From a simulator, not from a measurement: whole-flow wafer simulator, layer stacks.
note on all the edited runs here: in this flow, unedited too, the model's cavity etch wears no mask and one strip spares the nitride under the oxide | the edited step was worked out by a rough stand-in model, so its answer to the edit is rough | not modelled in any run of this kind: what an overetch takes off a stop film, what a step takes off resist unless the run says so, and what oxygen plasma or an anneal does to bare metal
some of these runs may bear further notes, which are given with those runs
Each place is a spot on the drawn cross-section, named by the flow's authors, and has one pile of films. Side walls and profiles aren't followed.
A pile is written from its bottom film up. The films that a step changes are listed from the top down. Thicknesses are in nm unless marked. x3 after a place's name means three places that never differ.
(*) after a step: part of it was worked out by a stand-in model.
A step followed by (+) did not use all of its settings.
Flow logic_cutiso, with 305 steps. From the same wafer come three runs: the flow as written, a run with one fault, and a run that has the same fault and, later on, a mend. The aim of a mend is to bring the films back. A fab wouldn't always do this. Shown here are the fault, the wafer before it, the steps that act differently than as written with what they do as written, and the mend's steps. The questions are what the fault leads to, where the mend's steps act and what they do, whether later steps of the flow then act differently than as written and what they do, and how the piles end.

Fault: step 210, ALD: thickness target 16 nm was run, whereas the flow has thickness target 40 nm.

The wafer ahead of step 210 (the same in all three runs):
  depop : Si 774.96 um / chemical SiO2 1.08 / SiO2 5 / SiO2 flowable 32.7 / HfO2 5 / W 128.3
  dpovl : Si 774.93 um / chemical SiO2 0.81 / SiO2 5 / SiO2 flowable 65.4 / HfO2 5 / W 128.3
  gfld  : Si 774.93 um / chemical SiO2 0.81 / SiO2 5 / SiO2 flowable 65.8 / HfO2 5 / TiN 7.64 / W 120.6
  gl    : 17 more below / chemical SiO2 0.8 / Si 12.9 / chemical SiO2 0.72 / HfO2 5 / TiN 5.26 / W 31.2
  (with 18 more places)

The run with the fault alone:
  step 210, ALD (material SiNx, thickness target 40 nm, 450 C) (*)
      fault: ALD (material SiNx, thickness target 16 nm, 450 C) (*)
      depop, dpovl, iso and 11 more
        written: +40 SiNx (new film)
        fault: +16 SiNx (new film)
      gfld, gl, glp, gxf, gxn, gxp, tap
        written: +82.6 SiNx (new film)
        fault: +58.6 SiNx (new film)
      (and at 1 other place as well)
  Steps further on in the flow that do not act as written (14 more steps, not shown, differ only slightly: by at most 2% or 0.5 nm, whichever is larger):
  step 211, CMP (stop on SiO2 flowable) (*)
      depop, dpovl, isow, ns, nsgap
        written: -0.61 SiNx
        fault: nothing
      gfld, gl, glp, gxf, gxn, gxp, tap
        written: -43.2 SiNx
        fault: -18.6 SiNx
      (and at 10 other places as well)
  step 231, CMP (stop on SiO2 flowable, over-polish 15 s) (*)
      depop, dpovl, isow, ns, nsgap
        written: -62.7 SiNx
        fault: -38.7 SiNx
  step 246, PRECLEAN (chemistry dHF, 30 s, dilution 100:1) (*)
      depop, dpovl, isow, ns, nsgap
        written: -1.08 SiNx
        fault: -0.52 SiNx
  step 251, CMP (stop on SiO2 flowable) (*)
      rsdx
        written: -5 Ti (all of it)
        fault: -4.18 Ti
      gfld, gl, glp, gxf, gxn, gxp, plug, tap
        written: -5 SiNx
        fault: -4.44 SiNx
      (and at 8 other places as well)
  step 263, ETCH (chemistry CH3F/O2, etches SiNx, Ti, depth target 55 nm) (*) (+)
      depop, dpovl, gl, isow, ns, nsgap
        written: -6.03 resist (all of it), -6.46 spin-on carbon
        fault: -6.03 resist (all of it), -7.32 spin-on carbon
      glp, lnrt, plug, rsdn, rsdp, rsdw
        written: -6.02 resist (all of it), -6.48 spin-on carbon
        fault: -6.02 resist (all of it), -7.34 spin-on carbon
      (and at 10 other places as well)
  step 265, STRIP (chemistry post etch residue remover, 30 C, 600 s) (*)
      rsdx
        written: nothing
        fault: -0.82 Ti (all of it)
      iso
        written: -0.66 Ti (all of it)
        fault: -1.25 Ti (all of it)
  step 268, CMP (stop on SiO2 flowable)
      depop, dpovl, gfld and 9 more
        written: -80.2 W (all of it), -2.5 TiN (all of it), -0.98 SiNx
        fault: -80.2 W (all of it), -2.5 TiN (all of it), -1.63 SiNx
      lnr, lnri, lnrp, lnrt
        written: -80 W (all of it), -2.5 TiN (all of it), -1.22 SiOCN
        fault: -80 W (all of it), -2.5 TiN (all of it), -1.87 SiOCN
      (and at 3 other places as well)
  By the end, the piles at tap depart from the flow's by more than 2% or 0.5 nm, whichever is larger.
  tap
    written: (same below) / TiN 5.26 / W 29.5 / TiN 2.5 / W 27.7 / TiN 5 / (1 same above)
    fault: (same below) / TiN 5.26 / W 29.4 / TiN 2.5 / W 28.3 / TiN 5 / (1 same above)

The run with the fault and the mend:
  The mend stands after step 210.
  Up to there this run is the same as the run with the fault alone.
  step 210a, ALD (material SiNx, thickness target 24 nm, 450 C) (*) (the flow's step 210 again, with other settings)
      depop, dpovl, gfld and 18 more
        +24 SiNx
      plug
        +24.2 SiNx
  Steps further on in the flow that do not act as written (5 more steps, not shown, differ only slightly: by at most 2% or 0.5 nm, whichever is larger):
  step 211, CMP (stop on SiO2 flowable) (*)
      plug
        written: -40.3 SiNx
        mend: -37.9 SiNx
  At the end the piles are close to the flow's at the places that both follow, differing by at most 2% or 0.5 nm, whichever is larger.
